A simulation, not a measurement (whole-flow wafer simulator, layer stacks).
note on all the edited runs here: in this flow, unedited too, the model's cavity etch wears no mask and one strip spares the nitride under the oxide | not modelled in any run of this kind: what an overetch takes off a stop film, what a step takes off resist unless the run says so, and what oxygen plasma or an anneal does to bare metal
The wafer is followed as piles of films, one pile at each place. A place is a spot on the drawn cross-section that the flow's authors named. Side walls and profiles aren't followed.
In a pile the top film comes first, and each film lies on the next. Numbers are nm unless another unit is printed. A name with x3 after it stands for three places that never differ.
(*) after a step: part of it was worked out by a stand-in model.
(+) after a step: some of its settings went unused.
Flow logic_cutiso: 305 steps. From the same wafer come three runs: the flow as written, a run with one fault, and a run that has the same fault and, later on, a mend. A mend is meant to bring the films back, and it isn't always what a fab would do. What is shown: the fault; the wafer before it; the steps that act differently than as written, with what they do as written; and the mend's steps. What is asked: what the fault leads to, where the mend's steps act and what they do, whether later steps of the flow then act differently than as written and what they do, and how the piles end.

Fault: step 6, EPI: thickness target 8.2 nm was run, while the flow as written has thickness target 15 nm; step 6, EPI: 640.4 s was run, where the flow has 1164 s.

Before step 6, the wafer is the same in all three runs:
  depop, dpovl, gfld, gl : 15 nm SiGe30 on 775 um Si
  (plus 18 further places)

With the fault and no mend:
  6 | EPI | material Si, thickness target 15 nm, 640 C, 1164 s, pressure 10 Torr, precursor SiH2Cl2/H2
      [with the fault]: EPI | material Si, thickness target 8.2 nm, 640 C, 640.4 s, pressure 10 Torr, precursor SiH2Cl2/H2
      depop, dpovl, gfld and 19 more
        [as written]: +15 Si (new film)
        [with the fault]: +8.25 Si (new film)
  Steps later in the flow that act otherwise than as written (2 more steps, not shown, differ only slightly: by at most 2% or 0.5 nm, whichever is larger):
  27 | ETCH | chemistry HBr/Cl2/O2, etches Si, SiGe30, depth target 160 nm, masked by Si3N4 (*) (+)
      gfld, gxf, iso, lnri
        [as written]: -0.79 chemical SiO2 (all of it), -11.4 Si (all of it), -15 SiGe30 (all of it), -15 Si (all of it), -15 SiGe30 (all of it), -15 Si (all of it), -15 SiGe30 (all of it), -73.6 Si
        [with the fault]: -0.79 chemical SiO2 (all of it), -11.4 Si (all of it), -15 SiGe30 (all of it), -15 Si (all of it), -15 SiGe30 (all of it), -8.25 Si (all of it), -15 SiGe30 (all of it), -80.4 Si
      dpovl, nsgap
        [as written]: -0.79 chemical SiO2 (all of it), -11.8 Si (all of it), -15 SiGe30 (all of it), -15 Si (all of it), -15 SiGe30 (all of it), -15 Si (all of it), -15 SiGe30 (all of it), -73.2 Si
        [with the fault]: -0.79 chemical SiO2 (all of it), -11.8 Si (all of it), -15 SiGe30 (all of it), -15 Si (all of it), -15 SiGe30 (all of it), -8.25 Si (all of it), -15 SiGe30 (all of it), -80 Si
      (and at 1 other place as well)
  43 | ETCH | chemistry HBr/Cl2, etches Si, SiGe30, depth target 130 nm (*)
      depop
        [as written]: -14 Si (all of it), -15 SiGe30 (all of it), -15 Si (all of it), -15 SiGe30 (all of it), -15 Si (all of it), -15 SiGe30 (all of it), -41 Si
        [with the fault]: -14 Si (all of it), -15 SiGe30 (all of it), -15 Si (all of it), -15 SiGe30 (all of it), -8.25 Si (all of it), -15 SiGe30 (all of it), -47.7 Si
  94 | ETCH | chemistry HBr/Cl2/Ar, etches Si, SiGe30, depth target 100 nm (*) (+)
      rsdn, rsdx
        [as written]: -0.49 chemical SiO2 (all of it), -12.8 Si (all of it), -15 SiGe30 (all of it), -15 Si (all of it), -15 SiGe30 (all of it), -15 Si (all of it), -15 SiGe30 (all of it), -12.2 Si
        [with the fault]: -0.49 chemical SiO2 (all of it), -12.8 Si (all of it), -15 SiGe30 (all of it), -15 Si (all of it), -15 SiGe30 (all of it), -8.25 Si (all of it), -15 SiGe30 (all of it), -18.9 Si
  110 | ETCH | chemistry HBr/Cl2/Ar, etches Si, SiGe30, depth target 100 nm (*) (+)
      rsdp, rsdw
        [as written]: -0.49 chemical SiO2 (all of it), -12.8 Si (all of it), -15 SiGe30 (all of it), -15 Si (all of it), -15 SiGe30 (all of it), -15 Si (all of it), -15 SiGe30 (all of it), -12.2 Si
        [with the fault]: -0.49 chemical SiO2 (all of it), -12.8 Si (all of it), -15 SiGe30 (all of it), -15 Si (all of it), -15 SiGe30 (all of it), -8.25 Si (all of it), -15 SiGe30 (all of it), -18.9 Si
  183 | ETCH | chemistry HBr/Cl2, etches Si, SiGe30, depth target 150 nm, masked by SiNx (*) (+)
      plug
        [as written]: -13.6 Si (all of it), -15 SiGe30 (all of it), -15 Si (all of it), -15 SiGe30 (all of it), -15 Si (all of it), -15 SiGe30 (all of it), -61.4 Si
        [with the fault]: -13.6 Si (all of it), -15 SiGe30 (all of it), -15 Si (all of it), -15 SiGe30 (all of it), -8.25 Si (all of it), -15 SiGe30 (all of it), -68.2 Si
  The piles end different from the flow's at gl, glp, gxn and 6 more by more than 2% or 0.5 nm, whichever is larger.
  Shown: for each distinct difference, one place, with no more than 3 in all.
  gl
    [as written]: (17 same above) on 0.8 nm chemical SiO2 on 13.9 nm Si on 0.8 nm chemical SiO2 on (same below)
    [with the fault]: (17 same above) on 0.8 nm chemical SiO2 on 7.17 nm Si on 0.8 nm chemical SiO2 on (same below)
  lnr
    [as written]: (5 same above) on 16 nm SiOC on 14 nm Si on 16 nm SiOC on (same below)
    [with the fault]: (5 same above) on 16 nm SiOC on 7.22 nm Si on 16 nm SiOC on (same below)
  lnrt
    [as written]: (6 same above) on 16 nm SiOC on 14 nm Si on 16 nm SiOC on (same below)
    [with the fault]: (6 same above) on 16 nm SiOC on 7.22 nm Si on 16 nm SiOC on (same below)

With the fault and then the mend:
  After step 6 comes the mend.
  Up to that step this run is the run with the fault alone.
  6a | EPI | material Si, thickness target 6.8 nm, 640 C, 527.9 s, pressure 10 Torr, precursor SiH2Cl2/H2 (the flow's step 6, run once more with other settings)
      depop, dpovl, gfld and 19 more
        +6.8 Si
  None of the later steps of the flow differs from how it acts as written, at any place that is followed, by more than 2% or 0.5 nm, whichever is larger.
  At the end the piles are close to the flow's at the places that both follow, differing by at most 2% or 0.5 nm, whichever is larger.
